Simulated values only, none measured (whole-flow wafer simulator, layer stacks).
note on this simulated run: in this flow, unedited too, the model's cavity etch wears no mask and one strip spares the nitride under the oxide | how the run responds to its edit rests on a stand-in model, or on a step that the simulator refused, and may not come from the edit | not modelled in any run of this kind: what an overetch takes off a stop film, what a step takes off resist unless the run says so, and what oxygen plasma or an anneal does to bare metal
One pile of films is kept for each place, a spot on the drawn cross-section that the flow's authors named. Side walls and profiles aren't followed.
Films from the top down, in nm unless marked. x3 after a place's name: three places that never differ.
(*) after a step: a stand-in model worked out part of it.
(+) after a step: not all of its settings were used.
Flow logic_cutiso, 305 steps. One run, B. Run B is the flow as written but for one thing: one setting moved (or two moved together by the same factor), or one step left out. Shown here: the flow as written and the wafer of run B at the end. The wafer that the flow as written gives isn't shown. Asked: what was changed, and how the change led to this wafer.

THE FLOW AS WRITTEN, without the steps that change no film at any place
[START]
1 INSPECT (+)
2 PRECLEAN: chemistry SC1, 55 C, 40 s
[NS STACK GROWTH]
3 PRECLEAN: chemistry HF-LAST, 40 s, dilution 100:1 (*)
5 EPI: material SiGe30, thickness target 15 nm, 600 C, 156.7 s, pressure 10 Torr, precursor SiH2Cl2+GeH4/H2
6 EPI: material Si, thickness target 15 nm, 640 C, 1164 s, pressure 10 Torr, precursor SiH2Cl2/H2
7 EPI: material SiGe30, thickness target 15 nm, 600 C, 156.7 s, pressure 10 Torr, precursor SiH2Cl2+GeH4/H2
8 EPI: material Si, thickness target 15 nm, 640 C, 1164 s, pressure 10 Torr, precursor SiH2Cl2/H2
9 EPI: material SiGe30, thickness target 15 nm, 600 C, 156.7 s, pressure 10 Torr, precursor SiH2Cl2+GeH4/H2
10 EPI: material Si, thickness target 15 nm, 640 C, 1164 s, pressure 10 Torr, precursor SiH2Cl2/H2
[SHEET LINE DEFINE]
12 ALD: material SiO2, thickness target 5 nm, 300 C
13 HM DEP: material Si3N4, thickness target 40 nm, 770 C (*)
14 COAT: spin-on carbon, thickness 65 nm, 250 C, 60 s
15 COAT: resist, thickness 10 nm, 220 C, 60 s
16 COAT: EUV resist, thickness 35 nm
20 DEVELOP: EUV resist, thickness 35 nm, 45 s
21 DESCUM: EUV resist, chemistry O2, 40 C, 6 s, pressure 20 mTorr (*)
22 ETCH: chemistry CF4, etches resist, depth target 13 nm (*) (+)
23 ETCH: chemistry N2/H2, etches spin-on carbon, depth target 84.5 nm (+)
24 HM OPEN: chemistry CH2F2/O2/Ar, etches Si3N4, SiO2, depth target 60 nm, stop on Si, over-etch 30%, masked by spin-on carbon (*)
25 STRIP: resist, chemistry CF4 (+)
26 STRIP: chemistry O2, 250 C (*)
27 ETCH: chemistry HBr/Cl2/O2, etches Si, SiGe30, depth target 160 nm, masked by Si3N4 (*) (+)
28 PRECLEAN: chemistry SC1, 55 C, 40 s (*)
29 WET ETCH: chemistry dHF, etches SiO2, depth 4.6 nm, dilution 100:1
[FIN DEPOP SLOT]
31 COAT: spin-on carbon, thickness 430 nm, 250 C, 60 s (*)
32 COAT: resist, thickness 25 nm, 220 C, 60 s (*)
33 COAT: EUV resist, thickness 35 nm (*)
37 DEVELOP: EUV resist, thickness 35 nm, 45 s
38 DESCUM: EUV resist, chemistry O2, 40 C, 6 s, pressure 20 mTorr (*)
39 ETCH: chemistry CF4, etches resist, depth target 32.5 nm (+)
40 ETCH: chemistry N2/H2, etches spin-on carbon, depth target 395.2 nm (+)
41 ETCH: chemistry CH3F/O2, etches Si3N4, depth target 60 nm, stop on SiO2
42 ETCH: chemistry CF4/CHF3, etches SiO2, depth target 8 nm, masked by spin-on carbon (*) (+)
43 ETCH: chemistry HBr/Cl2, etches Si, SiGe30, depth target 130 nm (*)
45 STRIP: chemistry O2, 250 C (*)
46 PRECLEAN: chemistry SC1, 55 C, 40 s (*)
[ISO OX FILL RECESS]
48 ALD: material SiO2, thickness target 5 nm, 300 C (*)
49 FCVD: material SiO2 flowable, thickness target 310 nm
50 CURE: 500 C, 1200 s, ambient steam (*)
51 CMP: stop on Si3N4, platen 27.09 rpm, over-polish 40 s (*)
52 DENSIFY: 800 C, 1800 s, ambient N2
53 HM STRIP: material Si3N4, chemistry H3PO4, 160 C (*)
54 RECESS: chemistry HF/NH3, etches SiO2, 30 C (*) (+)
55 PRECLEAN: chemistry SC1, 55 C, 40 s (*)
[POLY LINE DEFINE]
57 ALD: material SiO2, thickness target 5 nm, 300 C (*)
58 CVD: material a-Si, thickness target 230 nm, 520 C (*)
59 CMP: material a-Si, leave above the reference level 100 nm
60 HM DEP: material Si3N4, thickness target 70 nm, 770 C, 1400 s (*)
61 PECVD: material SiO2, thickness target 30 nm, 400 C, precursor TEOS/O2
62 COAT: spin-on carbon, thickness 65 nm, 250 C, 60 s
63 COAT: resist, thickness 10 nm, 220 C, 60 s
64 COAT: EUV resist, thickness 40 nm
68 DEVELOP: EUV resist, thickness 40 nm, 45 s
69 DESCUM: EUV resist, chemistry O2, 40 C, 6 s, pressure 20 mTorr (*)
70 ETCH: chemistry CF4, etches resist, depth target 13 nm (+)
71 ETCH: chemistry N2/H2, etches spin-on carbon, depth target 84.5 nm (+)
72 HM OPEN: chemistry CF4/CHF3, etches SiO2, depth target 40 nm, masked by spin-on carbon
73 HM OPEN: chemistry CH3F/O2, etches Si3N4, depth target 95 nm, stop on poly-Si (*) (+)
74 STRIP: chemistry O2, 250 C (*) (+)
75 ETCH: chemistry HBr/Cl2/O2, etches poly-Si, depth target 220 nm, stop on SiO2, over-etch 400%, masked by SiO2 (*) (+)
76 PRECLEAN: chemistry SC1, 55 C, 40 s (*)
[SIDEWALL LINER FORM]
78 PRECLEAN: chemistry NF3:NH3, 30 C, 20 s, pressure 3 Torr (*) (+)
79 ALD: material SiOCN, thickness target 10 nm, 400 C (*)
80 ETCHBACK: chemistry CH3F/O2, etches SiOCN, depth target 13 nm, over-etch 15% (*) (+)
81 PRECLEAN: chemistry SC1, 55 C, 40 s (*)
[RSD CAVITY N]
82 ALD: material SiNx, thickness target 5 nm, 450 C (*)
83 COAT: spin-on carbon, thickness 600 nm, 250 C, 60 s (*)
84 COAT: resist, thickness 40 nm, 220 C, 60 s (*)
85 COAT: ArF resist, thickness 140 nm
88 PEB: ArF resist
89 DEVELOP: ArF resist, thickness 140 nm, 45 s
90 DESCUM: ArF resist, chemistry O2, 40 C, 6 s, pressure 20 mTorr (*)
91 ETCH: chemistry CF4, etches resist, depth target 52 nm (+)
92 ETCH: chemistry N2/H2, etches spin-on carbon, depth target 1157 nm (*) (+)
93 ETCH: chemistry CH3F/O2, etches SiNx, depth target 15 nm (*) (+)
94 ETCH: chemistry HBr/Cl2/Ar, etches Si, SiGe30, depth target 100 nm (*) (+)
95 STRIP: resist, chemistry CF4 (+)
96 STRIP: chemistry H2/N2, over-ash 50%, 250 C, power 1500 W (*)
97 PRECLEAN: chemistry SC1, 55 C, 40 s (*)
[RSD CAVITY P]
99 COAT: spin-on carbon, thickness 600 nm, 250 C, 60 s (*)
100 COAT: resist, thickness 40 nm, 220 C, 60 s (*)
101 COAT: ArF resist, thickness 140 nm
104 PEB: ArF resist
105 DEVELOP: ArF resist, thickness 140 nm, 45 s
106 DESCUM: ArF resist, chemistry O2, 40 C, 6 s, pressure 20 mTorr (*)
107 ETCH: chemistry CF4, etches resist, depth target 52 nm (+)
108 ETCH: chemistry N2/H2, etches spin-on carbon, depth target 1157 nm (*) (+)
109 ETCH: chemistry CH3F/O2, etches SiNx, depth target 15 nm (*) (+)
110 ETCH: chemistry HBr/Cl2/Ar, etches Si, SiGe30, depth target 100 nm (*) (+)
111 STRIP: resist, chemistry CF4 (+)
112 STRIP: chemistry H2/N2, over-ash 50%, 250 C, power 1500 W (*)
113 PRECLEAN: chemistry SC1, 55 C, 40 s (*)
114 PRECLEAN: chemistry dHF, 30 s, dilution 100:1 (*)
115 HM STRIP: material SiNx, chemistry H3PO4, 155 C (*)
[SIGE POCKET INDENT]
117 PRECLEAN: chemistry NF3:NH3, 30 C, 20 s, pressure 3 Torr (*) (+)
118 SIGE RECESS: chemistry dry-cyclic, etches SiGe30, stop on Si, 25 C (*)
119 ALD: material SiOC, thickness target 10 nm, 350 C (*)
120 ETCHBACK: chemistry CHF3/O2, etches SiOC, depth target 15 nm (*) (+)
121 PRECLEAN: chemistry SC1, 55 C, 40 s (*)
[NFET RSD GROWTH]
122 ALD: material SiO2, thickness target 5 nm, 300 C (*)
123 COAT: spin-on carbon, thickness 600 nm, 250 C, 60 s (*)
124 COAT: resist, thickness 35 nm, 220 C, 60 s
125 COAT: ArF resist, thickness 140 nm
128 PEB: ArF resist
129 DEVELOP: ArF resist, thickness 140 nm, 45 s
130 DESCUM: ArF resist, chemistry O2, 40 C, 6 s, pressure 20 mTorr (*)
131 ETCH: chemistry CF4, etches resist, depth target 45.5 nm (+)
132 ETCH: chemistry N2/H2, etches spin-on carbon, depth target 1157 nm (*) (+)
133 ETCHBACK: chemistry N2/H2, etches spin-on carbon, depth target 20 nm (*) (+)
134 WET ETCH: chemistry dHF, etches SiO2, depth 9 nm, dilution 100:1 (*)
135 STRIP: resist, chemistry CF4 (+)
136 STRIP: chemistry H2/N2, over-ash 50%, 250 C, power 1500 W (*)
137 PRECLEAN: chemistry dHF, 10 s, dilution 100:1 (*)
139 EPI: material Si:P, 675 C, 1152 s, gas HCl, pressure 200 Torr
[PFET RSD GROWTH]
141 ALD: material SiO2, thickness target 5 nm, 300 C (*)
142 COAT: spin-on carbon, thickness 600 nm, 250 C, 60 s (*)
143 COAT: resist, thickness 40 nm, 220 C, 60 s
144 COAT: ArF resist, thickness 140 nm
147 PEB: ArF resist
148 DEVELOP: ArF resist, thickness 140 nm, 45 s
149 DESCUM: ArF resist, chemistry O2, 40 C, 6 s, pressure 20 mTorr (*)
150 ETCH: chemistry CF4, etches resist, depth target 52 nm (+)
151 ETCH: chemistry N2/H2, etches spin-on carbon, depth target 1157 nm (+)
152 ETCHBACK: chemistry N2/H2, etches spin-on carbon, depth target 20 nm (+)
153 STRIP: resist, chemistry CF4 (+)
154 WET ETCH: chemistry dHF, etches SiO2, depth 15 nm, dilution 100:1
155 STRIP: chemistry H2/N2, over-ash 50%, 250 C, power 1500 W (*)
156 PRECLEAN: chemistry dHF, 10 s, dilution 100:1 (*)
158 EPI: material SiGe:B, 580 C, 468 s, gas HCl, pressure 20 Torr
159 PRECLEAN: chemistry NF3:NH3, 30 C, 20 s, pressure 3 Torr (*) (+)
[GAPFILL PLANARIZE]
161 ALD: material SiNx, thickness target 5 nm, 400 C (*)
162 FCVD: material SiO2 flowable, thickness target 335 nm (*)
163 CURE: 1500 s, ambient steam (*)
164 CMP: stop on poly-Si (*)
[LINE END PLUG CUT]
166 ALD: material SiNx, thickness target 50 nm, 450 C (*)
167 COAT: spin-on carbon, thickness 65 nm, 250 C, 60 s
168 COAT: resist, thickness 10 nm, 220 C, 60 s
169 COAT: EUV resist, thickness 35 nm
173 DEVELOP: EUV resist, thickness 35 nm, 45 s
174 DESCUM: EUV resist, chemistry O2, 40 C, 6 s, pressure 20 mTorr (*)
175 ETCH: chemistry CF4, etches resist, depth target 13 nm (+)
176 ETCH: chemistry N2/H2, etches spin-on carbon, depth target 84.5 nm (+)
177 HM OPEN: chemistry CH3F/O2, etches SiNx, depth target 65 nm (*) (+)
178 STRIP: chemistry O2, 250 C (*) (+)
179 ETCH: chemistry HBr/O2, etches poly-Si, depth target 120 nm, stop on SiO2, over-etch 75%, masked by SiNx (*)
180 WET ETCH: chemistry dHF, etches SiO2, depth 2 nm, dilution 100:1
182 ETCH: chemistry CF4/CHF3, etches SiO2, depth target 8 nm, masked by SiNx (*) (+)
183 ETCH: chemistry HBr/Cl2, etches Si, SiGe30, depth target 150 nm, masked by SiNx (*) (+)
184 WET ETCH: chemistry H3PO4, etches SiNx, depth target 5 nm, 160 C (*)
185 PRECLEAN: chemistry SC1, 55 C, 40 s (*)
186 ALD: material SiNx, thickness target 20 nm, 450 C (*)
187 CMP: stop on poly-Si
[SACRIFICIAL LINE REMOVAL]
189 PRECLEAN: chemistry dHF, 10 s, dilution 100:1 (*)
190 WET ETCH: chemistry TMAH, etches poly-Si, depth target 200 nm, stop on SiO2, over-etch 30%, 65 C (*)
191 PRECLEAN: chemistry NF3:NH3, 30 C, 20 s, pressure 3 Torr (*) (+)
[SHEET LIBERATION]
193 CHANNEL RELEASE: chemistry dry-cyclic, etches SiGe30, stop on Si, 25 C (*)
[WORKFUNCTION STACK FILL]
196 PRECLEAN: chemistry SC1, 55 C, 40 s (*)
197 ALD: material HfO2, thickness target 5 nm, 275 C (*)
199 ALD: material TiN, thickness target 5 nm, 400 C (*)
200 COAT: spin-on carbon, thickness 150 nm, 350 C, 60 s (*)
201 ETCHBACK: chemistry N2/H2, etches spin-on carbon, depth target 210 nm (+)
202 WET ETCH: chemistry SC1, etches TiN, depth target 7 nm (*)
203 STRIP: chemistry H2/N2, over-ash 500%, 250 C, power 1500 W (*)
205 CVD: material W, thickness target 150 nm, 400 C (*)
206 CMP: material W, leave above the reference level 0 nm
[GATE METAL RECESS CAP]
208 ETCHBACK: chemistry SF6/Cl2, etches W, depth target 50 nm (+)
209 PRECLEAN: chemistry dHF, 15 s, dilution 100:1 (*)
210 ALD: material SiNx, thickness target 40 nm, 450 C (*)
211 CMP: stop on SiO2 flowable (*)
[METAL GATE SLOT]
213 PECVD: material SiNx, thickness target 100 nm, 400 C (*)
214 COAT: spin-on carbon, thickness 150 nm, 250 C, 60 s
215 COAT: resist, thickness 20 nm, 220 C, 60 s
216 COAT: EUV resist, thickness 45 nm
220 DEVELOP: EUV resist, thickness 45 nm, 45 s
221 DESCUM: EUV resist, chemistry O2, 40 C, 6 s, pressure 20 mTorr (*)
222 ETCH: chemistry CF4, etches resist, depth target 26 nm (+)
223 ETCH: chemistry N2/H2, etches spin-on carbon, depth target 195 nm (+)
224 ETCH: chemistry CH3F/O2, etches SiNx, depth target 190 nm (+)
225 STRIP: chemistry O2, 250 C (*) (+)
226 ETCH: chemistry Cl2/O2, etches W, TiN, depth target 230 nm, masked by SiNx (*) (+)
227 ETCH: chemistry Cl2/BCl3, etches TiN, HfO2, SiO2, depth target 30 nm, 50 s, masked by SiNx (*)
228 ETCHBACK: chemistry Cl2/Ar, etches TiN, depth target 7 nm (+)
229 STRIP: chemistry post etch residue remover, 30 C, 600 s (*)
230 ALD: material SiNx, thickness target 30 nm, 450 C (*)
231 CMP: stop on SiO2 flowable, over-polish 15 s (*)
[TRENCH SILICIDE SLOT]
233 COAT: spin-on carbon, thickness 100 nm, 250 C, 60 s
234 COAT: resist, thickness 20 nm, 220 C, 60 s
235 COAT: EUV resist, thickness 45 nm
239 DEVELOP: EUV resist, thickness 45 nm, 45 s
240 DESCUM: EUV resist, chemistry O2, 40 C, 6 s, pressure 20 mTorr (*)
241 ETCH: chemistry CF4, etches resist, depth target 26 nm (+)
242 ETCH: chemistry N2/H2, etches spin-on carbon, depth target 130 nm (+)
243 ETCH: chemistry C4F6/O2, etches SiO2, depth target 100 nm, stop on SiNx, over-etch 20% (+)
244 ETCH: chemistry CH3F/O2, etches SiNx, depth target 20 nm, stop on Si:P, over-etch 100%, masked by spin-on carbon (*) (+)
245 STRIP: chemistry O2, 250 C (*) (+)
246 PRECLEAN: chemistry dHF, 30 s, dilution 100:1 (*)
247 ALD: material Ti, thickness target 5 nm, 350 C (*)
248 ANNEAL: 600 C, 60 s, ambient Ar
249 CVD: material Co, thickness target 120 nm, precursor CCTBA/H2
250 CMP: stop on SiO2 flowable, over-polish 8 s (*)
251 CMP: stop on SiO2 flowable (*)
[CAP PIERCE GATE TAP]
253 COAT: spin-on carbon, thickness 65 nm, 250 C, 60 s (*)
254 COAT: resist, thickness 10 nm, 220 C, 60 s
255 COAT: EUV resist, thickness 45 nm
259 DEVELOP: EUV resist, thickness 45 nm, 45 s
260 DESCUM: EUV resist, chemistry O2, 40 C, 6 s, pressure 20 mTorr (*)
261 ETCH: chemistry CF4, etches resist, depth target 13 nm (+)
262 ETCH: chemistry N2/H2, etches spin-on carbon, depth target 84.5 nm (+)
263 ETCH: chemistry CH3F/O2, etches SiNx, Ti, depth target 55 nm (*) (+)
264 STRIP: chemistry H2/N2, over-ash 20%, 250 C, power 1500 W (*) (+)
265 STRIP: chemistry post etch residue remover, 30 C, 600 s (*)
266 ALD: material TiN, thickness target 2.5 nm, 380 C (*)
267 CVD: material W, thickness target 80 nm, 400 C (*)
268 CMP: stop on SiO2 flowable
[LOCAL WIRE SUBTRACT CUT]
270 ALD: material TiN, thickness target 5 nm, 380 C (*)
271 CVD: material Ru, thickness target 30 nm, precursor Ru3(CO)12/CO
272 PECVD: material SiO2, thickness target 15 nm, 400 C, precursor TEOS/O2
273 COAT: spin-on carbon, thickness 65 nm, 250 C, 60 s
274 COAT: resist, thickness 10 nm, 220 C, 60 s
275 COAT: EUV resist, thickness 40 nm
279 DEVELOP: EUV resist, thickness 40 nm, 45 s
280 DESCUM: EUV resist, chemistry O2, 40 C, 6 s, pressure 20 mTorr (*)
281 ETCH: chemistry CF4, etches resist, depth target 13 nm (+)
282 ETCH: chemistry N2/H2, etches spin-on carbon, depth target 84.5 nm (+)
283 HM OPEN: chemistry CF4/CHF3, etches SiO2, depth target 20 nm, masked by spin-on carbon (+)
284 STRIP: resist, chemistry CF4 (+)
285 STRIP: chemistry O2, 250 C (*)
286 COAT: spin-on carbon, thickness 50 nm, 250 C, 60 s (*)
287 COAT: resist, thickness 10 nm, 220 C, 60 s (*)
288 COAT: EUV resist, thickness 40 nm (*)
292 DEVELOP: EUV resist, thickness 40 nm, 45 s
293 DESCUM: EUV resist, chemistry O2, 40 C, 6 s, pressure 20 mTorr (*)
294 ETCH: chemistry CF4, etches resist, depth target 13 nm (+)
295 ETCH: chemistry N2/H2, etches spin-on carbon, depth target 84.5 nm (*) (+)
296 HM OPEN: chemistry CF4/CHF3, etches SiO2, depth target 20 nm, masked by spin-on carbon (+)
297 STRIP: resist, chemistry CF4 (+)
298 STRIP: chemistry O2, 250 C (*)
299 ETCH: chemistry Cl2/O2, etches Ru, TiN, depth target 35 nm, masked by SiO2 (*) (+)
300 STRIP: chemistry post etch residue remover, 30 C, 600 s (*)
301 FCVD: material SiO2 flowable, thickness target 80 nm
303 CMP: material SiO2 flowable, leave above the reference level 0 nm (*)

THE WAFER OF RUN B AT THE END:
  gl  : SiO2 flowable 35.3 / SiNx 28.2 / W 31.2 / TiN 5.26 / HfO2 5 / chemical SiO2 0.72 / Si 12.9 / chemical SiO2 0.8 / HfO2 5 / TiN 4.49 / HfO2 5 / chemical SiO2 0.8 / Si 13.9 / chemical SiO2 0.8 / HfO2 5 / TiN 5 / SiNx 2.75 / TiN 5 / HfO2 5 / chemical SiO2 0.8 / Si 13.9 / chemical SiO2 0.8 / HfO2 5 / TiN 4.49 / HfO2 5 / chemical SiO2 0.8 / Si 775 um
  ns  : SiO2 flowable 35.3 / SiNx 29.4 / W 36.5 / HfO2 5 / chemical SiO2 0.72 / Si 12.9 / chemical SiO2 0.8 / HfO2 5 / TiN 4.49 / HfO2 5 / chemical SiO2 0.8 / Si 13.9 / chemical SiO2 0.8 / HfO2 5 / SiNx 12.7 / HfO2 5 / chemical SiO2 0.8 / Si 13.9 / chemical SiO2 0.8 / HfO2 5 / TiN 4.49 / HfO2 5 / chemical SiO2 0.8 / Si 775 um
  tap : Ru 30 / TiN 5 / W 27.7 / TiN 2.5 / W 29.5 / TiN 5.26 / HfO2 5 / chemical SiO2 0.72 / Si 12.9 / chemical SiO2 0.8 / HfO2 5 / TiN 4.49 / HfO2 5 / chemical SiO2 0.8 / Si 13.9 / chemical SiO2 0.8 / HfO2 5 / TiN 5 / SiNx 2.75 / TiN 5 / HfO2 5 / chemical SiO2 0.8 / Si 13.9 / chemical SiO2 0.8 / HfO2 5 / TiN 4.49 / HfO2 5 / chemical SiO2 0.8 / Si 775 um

The cause: step 7, EPI: 242.9 s was run, where the flow has 156.7 s.

How the change led to this, step by step:
  7 EPI: material SiGe30, thickness target 15 nm, 600 C, 156.7 s, pressure 10 Torr, precursor SiH2Cl2+GeH4/H2
      depop, dpovl, gfld and 19 more: SiGe30 +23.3 (new film) (as written it would be: SiGe30 +15 (new film))
  27 ETCH: chemistry HBr/Cl2/O2, etches Si, SiGe30, depth target 160 nm, masked by Si3N4 (*) (+)
      gfld, gxf, iso, lnri: chemical SiO2 -0.79 (all of it), Si -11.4 (all of it), SiGe30 -15 (all of it), Si -15 (all of it), SiGe30 -23.3 (all of it), Si -15 (all of it), SiGe30 -15 (all of it), Si -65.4 (as written it would be: chemical SiO2 -0.79 (all of it), Si -11.4 (all of it), SiGe30 -15 (all of it), Si -15 (all of it), SiGe30 -15 (all of it), Si -15 (all of it), SiGe30 -15 (all of it), Si -73.6)
      dpovl, nsgap: chemical SiO2 -0.79 (all of it), Si -11.8 (all of it), SiGe30 -15 (all of it), Si -15 (all of it), SiGe30 -23.3 (all of it), Si -15 (all of it), SiGe30 -15 (all of it), Si -65 (as written it would be: chemical SiO2 -0.79 (all of it), Si -11.8 (all of it), SiGe30 -15 (all of it), Si -15 (all of it), SiGe30 -15 (all of it), Si -15 (all of it), SiGe30 -15 (all of it), Si -73.2)
      (and at 1 more place)
  43 ETCH: chemistry HBr/Cl2, etches Si, SiGe30, depth target 130 nm (*)
      depop: Si -14 (all of it), SiGe30 -15 (all of it), Si -15 (all of it), SiGe30 -23.3 (all of it), Si -15 (all of it), SiGe30 -15 (all of it), Si -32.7 (as written it would be: Si -14 (all of it), SiGe30 -15 (all of it), Si -15 (all of it), SiGe30 -15 (all of it), Si -15 (all of it), SiGe30 -15 (all of it), Si -41)
  94 ETCH: chemistry HBr/Cl2/Ar, etches Si, SiGe30, depth target 100 nm (*) (+)
      rsdn, rsdx: chemical SiO2 -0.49 (all of it), Si -12.8 (all of it), SiGe30 -15 (all of it), Si -15 (all of it), SiGe30 -23.3 (all of it), Si -15 (all of it), SiGe30 -15 (all of it), Si -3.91 (as written it would be: chemical SiO2 -0.49 (all of it), Si -12.8 (all of it), SiGe30 -15 (all of it), Si -15 (all of it), SiGe30 -15 (all of it), Si -15 (all of it), SiGe30 -15 (all of it), Si -12.2)
  110 ETCH: chemistry HBr/Cl2/Ar, etches Si, SiGe30, depth target 100 nm (*) (+)
      rsdp, rsdw: chemical SiO2 -0.49 (all of it), Si -12.8 (all of it), SiGe30 -15 (all of it), Si -15 (all of it), SiGe30 -23.3 (all of it), Si -15 (all of it), SiGe30 -15 (all of it), Si -3.91 (as written it would be: chemical SiO2 -0.49 (all of it), Si -12.8 (all of it), SiGe30 -15 (all of it), Si -15 (all of it), SiGe30 -15 (all of it), Si -15 (all of it), SiGe30 -15 (all of it), Si -12.2)
  118 SIGE RECESS: chemistry dry-cyclic, etches SiGe30, stop on Si, 25 C (*)
      lnr, lnrp, lnrt: SiOCN -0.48, Si -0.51, cavity +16 (new film), SiGe30 -15 (all of it), Si -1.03, cavity +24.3 (new film), SiGe30 -23.3 (all of it), Si -1.03, cavity +16 (new film), SiGe30 -15 (all of it), Si -0.51 (as written it would be: SiOCN -0.48, Si -0.51, cavity +16 (new film), SiGe30 -15 (all of it), Si -1.03, cavity +16 (new film), SiGe30 -15 (all of it), Si -1.03, cavity +16 (new film), SiGe30 -15 (all of it), Si -0.51)
  119 ALD: material SiOC, thickness target 10 nm, 350 C (*)
      lnr, lnrp, lnrt: SiOC +10 (new film), SiOC +16 (new film), cavity -16 (all of it), SiOC +24.3 (new film), cavity -24.3 (all of it), SiOC +16 (new film), cavity -16 (all of it) (as written it would be: SiOC +10 (new film), SiOC +16 (new film), cavity -16 (all of it), SiOC +16 (new film), cavity -16 (all of it), SiOC +16 (new film), cavity -16 (all of it))
  183 ETCH: chemistry HBr/Cl2, etches Si, SiGe30, depth target 150 nm, masked by SiNx (*) (+)
      plug: Si -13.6 (all of it), SiGe30 -15 (all of it), Si -15 (all of it), SiGe30 -23.3 (all of it), Si -15 (all of it), SiGe30 -15 (all of it), Si -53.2 (as written it would be: Si -13.6 (all of it), SiGe30 -15 (all of it), Si -15 (all of it), SiGe30 -15 (all of it), Si -15 (all of it), SiGe30 -15 (all of it), Si -61.4)
  193 CHANNEL RELEASE: chemistry dry-cyclic, etches SiGe30, stop on Si, 25 C (*)
      gl, glp, gxn, gxp, ns, tap: chemical SiO2 +0.8 (new film), Si -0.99, chemical SiO2 +0.8 (new film), cavity +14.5 (new film), chemical SiO2 +0.8 (new film), SiGe30 -15 (all of it), Si -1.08, chemical SiO2 +0.8 (new film), cavity +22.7 (new film), chemical SiO2 +0.8 (new film), SiGe30 -23.3 (all of it), Si -1.08, chemical SiO2 +0.8 (new film), cavity +14.5 (new film), chemical SiO2 +0.8 (new film), SiGe30 -15 (all of it), Si -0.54 (as written it would be: chemical SiO2 +0.8 (new film), Si -0.99, chemical SiO2 +0.8 (new film), cavity +14.5 (new film), chemical SiO2 +0.8 (new film), SiGe30 -15 (all of it), Si -1.08, chemical SiO2 +0.8 (new film), cavity +14.5 (new film), chemical SiO2 +0.8 (new film), SiGe30 -15 (all of it), Si -1.08, chemical SiO2 +0.8 (new film), cavity +14.5 (new film), chemical SiO2 +0.8 (new film), SiGe30 -15 (all of it), Si -0.54)
  199 ALD: material TiN, thickness target 5 nm, 400 C (*)
      gl, glp, tap: TiN +5.26 (new film), TiN +4.49 (new film), cavity -4.49 (all of it), TiN +5 (new film), cavity -10, TiN +5 (new film), TiN +4.49 (new film), cavity -4.49 (all of it) (as written it would be: TiN +5.26 (new film), TiN +4.49 (new film), cavity -4.49 (all of it), TiN +4.49 (new film), cavity -4.49 (all of it), TiN +4.49 (new film), cavity -4.49 (all of it))
      gxn, gxp, ns: TiN +5 (new film), TiN +4.49 (new film), cavity -4.49 (all of it), TiN +5 (new film), cavity -10, TiN +5 (new film), TiN +4.49 (new film), cavity -4.49 (all of it) (as written it would be: TiN +5 (new film), TiN +4.49 (new film), cavity -4.49 (all of it), TiN +4.49 (new film), cavity -4.49 (all of it), TiN +4.49 (new film), cavity -4.49 (all of it))
  202 WET ETCH: chemistry SC1, etches TiN, depth target 7 nm (*)
      ns: TiN -5 (all of it), TiN -5 (all of it), cavity +10, TiN -5 (all of it) (as written it would be: TiN -5 (all of it))
  210 ALD: material SiNx, thickness target 40 nm, 450 C (*)
      gl, glp, gxn, gxp, tap: SiNx +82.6 (new film), SiNx +2.75 (new film), cavity -2.75 (all of it) (as written it would be: SiNx +82.6 (new film))
      ns: SiNx +40 (new film), SiNx +12.7 (new film), cavity -12.7 (all of it) (as written it would be: SiNx +40 (new film))
Counting metal films that touch as one body, gl has 5 bodies (between them, from the top down: HfO2 5 / chemical SiO2 0.72 / Si 12.9 / chemical SiO2 0.8 / HfO2 5; HfO2 5 / chemical SiO2 0.8 / Si 13.9 / chemical SiO2 0.8 / HfO2 5; SiNx 2.75; HfO2 5 / chemical SiO2 0.8 / Si 13.9 / chemical SiO2 0.8 / HfO2 5); the flow as written gives 4 bodies (between them, from the top down: HfO2 5 / chemical SiO2 0.72 / Si 12.9 / chemical SiO2 0.8 / HfO2 5; HfO2 5 / chemical SiO2 0.8 / Si 13.9 / chemical SiO2 0.8 / HfO2 5; HfO2 5 / chemical SiO2 0.8 / Si 13.9 / chemical SiO2 0.8 / HfO2 5).
Counting metal films that touch as one body, ns has 3 bodies (between them, from the top down: HfO2 5 / chemical SiO2 0.72 / Si 12.9 / chemical SiO2 0.8 / HfO2 5; HfO2 5 / chemical SiO2 0.8 / Si 13.9 / chemical SiO2 0.8 / HfO2 5 / SiNx 12.7 / HfO2 5 / chemical SiO2 0.8 / Si 13.9 / chemical SiO2 0.8 / HfO2 5); the flow as written gives 4 bodies (between them, from the top down: HfO2 5 / chemical SiO2 0.72 / Si 12.9 / chemical SiO2 0.8 / HfO2 5; HfO2 5 / chemical SiO2 0.8 / Si 13.9 / chemical SiO2 0.8 / HfO2 5; HfO2 5 / chemical SiO2 0.8 / Si 13.9 / chemical SiO2 0.8 / HfO2 5).
Counting metal films that touch as one body, tap has 5 bodies (between them, from the top down: HfO2 5 / chemical SiO2 0.72 / Si 12.9 / chemical SiO2 0.8 / HfO2 5; HfO2 5 / chemical SiO2 0.8 / Si 13.9 / chemical SiO2 0.8 / HfO2 5; SiNx 2.75; HfO2 5 / chemical SiO2 0.8 / Si 13.9 / chemical SiO2 0.8 / HfO2 5); the flow as written gives 4 bodies (between them, from the top down: HfO2 5 / chemical SiO2 0.72 / Si 12.9 / chemical SiO2 0.8 / HfO2 5; HfO2 5 / chemical SiO2 0.8 / Si 13.9 / chemical SiO2 0.8 / HfO2 5; HfO2 5 / chemical SiO2 0.8 / Si 13.9 / chemical SiO2 0.8 / HfO2 5).
